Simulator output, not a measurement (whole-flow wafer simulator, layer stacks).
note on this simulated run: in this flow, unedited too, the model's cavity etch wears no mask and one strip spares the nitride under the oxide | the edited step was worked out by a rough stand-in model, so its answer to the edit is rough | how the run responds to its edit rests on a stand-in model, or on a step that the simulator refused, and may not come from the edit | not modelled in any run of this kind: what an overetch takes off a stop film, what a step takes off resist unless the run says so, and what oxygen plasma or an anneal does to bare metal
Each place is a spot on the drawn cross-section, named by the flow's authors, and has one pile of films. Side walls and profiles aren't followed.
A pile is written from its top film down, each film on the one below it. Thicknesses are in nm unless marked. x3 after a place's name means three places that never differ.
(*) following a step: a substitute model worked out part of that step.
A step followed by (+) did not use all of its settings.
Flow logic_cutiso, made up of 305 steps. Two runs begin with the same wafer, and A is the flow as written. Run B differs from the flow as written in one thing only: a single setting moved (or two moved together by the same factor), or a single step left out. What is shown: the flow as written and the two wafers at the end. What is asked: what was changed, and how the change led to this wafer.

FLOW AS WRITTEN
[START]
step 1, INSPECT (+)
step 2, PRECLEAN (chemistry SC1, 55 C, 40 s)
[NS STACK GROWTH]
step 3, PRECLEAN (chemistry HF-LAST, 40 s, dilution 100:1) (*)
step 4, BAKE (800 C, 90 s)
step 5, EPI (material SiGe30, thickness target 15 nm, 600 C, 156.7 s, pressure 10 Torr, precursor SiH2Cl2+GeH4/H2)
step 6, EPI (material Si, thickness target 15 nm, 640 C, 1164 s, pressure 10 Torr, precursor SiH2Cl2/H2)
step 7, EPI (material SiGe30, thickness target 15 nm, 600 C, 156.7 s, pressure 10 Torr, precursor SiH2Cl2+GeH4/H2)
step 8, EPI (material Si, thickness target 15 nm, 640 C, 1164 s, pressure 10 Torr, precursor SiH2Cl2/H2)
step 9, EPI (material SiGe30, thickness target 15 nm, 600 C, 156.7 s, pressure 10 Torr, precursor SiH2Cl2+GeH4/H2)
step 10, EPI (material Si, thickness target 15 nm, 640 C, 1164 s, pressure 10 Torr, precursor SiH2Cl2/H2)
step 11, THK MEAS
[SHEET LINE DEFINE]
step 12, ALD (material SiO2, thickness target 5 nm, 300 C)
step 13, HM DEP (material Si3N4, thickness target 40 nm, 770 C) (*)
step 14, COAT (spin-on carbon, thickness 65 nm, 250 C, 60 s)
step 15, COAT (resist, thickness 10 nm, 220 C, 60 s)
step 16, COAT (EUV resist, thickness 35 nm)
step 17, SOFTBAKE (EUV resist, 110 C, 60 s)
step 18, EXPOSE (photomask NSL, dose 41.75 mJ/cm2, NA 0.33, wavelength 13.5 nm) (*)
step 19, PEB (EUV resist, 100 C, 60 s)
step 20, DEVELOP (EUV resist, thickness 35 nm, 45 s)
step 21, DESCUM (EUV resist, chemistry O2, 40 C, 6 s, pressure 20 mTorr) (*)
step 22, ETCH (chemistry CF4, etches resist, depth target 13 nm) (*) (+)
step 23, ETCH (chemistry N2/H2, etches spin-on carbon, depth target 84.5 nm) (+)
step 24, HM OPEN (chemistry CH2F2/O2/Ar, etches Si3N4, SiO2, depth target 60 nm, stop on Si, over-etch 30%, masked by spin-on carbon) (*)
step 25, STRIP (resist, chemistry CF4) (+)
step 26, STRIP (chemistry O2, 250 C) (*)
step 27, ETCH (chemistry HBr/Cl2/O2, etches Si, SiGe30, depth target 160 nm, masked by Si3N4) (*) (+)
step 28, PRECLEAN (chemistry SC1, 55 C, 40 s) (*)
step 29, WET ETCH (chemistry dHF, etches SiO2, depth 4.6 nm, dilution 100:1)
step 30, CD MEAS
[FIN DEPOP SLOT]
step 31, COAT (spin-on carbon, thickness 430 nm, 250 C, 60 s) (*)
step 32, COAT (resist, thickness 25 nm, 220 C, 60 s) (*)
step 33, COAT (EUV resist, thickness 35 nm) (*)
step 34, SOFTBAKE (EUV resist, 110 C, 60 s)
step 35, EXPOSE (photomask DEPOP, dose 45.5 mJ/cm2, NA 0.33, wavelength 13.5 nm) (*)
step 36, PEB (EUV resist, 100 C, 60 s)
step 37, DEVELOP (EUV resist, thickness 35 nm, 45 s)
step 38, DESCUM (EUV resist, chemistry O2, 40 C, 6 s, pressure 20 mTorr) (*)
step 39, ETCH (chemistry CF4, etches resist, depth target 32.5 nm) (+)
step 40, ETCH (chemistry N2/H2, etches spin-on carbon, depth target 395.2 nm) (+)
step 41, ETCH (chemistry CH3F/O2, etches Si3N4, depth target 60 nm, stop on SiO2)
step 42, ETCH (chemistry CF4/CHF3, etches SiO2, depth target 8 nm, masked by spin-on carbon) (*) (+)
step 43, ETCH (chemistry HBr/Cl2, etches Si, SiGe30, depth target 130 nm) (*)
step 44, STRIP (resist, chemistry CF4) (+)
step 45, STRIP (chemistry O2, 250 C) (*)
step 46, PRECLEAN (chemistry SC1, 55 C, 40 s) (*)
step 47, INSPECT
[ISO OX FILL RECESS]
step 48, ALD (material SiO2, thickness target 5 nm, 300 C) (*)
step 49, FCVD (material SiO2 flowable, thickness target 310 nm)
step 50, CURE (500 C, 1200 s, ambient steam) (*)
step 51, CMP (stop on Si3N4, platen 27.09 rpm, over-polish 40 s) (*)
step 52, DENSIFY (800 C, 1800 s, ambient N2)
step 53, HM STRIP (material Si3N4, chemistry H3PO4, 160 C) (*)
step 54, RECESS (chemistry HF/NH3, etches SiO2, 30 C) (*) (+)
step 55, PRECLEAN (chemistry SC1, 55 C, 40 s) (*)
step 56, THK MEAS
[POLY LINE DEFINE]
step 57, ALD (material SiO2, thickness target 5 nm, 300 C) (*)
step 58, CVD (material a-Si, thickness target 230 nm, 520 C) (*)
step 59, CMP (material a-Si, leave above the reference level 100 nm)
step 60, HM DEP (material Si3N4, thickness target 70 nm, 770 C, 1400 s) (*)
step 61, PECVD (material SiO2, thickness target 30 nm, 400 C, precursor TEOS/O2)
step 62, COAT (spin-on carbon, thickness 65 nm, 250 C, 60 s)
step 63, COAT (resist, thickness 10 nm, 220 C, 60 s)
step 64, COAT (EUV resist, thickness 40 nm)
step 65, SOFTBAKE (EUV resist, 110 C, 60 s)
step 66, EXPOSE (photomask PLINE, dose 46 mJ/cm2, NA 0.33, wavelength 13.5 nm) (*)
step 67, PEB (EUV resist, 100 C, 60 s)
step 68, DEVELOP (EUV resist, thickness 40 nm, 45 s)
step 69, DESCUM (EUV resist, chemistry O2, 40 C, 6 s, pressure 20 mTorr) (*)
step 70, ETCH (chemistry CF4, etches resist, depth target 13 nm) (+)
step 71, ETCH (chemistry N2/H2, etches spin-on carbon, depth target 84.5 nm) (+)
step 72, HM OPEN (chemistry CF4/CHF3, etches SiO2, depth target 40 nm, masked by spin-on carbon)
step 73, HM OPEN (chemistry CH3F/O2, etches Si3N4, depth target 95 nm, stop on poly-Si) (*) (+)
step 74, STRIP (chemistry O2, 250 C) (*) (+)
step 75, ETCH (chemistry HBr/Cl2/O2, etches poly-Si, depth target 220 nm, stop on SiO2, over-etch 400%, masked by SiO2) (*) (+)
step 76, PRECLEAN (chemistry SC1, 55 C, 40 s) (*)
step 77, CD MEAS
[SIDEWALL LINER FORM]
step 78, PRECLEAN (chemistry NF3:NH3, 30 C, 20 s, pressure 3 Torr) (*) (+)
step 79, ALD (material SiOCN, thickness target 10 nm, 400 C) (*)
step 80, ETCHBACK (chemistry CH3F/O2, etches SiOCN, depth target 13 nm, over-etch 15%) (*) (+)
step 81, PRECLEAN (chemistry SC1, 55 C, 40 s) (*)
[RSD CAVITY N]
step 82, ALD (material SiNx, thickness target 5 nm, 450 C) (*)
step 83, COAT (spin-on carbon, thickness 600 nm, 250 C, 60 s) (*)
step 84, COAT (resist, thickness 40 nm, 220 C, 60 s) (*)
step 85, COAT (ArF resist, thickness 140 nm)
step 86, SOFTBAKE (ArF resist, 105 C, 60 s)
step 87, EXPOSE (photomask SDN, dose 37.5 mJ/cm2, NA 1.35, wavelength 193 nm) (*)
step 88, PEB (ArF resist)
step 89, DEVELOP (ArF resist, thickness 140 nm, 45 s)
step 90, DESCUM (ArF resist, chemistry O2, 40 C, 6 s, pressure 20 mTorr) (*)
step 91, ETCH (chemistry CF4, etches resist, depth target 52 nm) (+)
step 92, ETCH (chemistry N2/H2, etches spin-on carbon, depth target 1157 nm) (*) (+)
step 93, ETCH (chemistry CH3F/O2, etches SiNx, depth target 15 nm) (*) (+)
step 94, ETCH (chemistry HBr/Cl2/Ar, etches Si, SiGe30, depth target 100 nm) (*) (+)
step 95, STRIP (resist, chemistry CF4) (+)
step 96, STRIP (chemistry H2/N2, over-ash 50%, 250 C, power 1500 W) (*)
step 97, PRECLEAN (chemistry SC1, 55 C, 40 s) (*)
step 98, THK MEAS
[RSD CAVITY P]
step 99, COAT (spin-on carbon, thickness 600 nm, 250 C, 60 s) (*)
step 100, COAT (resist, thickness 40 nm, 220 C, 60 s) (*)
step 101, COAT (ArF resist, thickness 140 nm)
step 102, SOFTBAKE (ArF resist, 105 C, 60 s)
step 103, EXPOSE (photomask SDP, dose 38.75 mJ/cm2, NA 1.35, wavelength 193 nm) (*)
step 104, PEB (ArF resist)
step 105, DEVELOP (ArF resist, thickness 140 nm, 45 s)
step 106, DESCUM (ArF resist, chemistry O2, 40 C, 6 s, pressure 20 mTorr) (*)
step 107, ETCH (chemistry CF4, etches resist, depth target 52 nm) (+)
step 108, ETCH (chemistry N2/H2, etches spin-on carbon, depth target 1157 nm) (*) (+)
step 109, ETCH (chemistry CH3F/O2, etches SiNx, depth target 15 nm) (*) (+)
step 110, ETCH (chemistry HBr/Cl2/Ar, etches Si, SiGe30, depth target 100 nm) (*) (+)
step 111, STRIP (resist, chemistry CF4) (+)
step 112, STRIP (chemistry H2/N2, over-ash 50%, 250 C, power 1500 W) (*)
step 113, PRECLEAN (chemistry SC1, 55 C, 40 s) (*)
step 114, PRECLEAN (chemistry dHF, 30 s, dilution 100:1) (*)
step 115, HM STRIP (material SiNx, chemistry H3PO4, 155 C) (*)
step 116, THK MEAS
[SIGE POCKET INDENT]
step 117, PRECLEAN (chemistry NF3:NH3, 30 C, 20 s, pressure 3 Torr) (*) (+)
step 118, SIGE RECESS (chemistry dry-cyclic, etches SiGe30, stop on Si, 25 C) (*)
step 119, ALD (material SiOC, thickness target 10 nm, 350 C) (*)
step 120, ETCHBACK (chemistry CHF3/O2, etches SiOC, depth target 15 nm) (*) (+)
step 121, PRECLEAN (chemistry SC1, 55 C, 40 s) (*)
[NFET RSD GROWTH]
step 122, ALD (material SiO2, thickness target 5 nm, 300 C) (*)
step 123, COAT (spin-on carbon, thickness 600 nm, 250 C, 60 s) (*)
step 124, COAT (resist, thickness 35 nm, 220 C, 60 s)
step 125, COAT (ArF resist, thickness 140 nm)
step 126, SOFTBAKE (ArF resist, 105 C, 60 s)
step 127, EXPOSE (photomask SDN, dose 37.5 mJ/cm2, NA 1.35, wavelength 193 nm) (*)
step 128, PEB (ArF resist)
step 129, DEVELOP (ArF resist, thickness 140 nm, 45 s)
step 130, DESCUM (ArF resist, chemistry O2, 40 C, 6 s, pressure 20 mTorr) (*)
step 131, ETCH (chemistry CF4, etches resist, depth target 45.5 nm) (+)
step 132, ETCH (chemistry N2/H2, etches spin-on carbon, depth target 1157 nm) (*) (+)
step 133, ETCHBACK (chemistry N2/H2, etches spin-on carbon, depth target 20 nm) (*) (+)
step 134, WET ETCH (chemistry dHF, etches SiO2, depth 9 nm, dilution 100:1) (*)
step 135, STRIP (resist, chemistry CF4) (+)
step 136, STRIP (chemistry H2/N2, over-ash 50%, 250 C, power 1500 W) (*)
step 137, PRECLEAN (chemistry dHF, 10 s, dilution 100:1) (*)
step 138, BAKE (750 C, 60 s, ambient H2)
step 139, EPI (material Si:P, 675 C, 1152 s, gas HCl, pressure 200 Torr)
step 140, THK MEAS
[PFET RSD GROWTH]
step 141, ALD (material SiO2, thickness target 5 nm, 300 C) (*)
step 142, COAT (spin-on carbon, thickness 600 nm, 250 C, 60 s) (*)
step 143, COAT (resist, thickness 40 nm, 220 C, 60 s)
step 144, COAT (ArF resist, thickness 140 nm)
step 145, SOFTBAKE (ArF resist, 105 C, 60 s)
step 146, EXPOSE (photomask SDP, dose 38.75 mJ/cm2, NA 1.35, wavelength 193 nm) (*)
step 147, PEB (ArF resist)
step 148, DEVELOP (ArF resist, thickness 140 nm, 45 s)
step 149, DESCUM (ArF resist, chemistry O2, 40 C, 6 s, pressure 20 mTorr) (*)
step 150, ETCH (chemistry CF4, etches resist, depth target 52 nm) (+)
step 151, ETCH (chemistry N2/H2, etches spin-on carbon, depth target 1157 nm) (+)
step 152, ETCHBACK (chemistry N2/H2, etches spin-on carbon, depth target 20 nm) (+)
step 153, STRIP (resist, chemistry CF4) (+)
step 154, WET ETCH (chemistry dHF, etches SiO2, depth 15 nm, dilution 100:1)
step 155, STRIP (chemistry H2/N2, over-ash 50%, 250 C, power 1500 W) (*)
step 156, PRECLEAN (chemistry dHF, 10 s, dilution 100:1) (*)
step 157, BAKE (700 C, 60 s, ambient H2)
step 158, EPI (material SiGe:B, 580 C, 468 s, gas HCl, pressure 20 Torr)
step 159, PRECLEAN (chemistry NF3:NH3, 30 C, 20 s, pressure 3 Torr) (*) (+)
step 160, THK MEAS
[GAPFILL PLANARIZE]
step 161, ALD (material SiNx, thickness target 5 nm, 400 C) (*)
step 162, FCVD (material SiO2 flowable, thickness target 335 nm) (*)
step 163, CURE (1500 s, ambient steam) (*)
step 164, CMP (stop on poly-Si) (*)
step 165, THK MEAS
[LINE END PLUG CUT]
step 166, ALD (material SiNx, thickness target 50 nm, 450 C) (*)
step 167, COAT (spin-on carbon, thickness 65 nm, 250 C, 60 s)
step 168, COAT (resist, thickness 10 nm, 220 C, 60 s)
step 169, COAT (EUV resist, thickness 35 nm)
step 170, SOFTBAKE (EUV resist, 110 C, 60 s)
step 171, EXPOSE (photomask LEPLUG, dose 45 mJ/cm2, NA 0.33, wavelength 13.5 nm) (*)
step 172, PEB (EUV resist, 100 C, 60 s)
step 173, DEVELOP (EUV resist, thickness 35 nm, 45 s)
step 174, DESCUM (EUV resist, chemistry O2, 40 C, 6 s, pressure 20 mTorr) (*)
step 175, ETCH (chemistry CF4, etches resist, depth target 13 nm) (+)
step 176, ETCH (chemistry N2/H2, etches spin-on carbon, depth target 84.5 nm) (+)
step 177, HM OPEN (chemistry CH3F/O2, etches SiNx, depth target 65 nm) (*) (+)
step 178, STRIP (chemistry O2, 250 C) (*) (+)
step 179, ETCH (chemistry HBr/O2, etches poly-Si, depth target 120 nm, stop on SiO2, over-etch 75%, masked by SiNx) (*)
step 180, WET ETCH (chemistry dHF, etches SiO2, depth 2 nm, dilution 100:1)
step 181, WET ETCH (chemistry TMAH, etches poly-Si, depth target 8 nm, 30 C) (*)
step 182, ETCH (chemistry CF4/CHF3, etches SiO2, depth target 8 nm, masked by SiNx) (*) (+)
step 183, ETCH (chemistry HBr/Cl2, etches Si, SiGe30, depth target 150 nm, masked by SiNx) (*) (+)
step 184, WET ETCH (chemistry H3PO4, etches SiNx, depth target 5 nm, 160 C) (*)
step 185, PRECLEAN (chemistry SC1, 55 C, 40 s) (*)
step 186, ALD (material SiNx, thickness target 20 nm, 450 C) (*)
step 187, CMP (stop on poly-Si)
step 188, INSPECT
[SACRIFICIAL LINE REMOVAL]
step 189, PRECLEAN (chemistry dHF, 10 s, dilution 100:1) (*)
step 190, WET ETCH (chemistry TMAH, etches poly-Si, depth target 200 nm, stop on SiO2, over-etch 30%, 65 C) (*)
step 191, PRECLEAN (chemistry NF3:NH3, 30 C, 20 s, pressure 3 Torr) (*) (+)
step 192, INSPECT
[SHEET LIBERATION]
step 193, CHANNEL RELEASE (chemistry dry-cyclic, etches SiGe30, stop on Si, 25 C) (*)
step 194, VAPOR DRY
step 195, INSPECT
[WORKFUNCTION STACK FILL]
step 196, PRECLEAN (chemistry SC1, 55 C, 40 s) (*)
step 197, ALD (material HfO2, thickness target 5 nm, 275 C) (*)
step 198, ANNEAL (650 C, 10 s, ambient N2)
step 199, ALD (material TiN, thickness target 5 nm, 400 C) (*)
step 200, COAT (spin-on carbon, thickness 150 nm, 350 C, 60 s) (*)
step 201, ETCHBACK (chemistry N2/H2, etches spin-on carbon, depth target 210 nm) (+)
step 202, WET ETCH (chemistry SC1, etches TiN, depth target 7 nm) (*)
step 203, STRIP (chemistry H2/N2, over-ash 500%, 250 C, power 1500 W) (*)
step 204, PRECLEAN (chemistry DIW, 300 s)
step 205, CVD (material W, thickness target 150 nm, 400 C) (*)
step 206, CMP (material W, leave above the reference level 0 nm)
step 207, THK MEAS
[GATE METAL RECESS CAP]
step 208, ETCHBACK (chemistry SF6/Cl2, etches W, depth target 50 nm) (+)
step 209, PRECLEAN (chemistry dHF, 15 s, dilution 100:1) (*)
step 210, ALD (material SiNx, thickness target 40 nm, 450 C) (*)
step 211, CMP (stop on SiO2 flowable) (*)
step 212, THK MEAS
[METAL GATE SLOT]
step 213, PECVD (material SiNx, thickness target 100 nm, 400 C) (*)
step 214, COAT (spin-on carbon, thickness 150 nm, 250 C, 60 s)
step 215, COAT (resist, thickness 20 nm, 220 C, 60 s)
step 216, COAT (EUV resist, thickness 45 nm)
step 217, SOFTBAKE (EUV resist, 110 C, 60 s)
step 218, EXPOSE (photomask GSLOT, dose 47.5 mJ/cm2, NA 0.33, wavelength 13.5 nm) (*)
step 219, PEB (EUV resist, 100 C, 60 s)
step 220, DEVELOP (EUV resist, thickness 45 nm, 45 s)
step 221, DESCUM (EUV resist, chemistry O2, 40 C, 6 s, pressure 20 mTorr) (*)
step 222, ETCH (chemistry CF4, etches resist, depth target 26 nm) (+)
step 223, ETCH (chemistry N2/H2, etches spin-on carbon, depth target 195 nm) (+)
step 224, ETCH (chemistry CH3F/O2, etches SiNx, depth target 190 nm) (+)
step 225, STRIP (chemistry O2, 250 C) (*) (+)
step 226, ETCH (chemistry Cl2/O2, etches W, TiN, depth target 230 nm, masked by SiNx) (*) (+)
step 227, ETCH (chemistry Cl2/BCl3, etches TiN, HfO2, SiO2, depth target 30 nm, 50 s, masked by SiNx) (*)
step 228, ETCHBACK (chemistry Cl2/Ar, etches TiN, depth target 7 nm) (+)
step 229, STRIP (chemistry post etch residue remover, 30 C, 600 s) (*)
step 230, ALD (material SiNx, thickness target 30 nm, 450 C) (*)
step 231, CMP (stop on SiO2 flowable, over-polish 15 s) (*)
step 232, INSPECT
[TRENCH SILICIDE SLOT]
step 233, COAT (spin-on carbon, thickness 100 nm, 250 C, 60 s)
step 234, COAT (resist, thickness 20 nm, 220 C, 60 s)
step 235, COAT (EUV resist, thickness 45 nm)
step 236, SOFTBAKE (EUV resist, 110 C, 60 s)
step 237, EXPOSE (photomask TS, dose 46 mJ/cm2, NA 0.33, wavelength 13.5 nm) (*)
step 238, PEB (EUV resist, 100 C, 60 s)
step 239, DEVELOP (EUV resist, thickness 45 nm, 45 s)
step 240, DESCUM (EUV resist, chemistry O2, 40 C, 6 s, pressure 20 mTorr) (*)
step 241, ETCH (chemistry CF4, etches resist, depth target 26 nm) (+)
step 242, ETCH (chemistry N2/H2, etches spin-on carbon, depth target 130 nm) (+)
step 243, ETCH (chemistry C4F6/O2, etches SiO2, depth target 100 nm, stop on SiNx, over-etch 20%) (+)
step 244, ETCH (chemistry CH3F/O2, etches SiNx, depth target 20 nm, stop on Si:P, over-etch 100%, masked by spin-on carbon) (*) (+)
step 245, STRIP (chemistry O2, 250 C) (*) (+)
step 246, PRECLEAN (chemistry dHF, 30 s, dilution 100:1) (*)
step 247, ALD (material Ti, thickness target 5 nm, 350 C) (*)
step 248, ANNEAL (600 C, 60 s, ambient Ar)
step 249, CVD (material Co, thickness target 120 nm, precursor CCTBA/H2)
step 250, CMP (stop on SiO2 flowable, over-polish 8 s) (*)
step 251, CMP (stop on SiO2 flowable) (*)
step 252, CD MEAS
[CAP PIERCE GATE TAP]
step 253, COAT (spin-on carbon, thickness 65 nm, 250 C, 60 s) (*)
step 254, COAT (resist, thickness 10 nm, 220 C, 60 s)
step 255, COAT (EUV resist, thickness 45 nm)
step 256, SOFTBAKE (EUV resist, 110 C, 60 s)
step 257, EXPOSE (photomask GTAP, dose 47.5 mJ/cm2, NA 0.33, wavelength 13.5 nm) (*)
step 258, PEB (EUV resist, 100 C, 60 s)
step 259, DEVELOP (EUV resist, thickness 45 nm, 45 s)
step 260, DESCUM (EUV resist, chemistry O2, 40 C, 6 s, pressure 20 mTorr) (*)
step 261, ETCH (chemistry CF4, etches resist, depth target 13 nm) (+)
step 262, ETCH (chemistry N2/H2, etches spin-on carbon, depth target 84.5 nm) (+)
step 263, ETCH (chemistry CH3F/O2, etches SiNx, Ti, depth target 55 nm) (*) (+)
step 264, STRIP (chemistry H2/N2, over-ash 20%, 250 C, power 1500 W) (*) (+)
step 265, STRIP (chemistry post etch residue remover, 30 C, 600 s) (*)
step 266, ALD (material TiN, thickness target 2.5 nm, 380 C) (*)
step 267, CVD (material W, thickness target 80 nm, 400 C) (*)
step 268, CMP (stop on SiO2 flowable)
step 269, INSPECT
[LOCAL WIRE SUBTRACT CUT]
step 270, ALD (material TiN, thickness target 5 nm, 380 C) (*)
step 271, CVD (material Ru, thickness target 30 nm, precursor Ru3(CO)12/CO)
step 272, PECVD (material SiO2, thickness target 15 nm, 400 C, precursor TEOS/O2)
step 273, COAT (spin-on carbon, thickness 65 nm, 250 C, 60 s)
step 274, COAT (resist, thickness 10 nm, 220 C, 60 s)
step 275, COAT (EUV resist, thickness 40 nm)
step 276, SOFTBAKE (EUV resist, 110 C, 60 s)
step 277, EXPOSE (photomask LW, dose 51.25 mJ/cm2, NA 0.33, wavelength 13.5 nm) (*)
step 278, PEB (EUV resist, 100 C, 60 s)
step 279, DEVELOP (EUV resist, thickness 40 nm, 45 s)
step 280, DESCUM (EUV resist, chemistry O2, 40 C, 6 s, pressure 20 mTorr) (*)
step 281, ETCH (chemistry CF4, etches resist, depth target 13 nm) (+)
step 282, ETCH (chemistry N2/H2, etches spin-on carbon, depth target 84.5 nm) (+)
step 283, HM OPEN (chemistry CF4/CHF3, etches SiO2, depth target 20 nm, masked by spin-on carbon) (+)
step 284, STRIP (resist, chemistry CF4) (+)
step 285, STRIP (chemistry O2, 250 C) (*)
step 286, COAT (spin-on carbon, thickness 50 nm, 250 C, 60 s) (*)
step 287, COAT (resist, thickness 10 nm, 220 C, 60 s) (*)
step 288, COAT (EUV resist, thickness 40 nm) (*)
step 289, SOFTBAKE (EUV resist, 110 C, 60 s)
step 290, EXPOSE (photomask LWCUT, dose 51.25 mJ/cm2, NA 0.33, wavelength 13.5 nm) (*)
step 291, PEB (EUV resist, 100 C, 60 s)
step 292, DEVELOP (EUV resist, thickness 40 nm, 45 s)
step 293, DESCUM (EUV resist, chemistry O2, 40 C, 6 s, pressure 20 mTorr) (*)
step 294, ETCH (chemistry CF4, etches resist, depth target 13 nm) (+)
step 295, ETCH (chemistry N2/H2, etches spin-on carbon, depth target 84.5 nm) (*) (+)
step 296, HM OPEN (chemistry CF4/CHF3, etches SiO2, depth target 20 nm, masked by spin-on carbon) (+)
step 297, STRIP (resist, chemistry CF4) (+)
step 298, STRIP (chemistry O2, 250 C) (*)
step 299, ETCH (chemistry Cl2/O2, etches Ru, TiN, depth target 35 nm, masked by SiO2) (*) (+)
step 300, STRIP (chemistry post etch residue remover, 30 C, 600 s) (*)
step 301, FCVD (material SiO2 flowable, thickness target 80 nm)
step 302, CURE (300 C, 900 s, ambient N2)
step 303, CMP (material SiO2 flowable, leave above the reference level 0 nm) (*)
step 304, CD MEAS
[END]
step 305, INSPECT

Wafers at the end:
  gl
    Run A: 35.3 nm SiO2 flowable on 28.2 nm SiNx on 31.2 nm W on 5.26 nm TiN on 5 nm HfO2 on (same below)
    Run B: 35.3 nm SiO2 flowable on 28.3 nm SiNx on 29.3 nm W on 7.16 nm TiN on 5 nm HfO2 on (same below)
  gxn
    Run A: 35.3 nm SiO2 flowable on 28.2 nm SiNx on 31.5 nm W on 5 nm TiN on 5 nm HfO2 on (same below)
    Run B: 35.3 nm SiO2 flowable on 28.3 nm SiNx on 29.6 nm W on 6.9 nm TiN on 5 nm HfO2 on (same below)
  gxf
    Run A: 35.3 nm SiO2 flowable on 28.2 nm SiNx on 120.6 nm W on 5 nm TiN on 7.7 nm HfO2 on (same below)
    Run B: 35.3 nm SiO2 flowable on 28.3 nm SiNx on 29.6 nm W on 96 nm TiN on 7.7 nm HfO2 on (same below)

What caused this: step 199, ALD: thickness target 6.9 nm was run, while the flow as written has thickness target 5 nm.
One can read it off the wafer: gxn has TiN 6.9, and step 199 as written asks for 5 nm.

Step by step, how the change led to this:
  step 199, ALD (material TiN, thickness target 5 nm, 400 C) (*)
      depop, dpovl, iso and 11 more: A TiN gains 5 (new film) | B TiN gains 6.9 (new film)
      gl, glp, tap: A TiN gains 5.26 (new film), TiN gains 4.49 (new film), cavity loses 4.49 (all of it), TiN gains 4.49 (new film), cavity loses 4.49 (all of it), TiN gains 4.49 (new film), cavity loses 4.49 (all of it) | B TiN gains 7.16 (new film), TiN gains 4.49 (new film), cavity loses 4.49 (all of it), TiN gains 4.49 (new film), cavity loses 4.49 (all of it), TiN gains 4.49 (new film), cavity loses 4.49 (all of it)
      (also at 5 further places)
  step 200, COAT (spin-on carbon, thickness 150 nm, 350 C, 60 s) (*)
      gl, glp: A spin-on carbon gains 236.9 (new film) | B spin-on carbon gains 241.9 (new film)
      gxn, gxp: A spin-on carbon gains 236.9 (new film) | B spin-on carbon gains 242.1 (new film)
      (also at 14 further places)
  step 201, ETCHBACK (chemistry N2/H2, etches spin-on carbon, depth target 210 nm) (+)
      lnr, lnrp: A spin-on carbon loses 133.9 (all of it) | B spin-on carbon loses 138.8 (all of it)
      iso: A spin-on carbon loses 145.4 (all of it) | B spin-on carbon loses 150.6 (all of it)
      (also at 9 further places)
  step 202, WET ETCH (chemistry SC1, etches TiN, depth target 7 nm) (*)
      depop, dpovl, iso and 12 more: A TiN loses 5 (all of it) | B TiN loses 6.9 (all of it)
  step 203, STRIP (chemistry H2/N2, over-ash 500%, 250 C, power 1500 W) (*)
      gl, glp: A spin-on carbon loses 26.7 (all of it) | B spin-on carbon loses 31.8 (all of it)
      gxn, gxp: A spin-on carbon loses 26.8 (all of it) | B spin-on carbon loses 31.9 (all of it)
      (also at 3 further places)
  step 205, CVD (material W, thickness target 150 nm, 400 C) (*)
      gxf: A W gains 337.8 (new film) | B W gains 246.8 (new film)
  step 226, ETCH (chemistry Cl2/O2, etches W, TiN, depth target 230 nm, masked by SiNx) (*) (+)
      gfld: A W loses 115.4 (all of it), TiN loses 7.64 (all of it), HfO2 loses 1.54 | B W loses 113.5 (all of it), TiN loses 9.54 (all of it), HfO2 loses 1.54
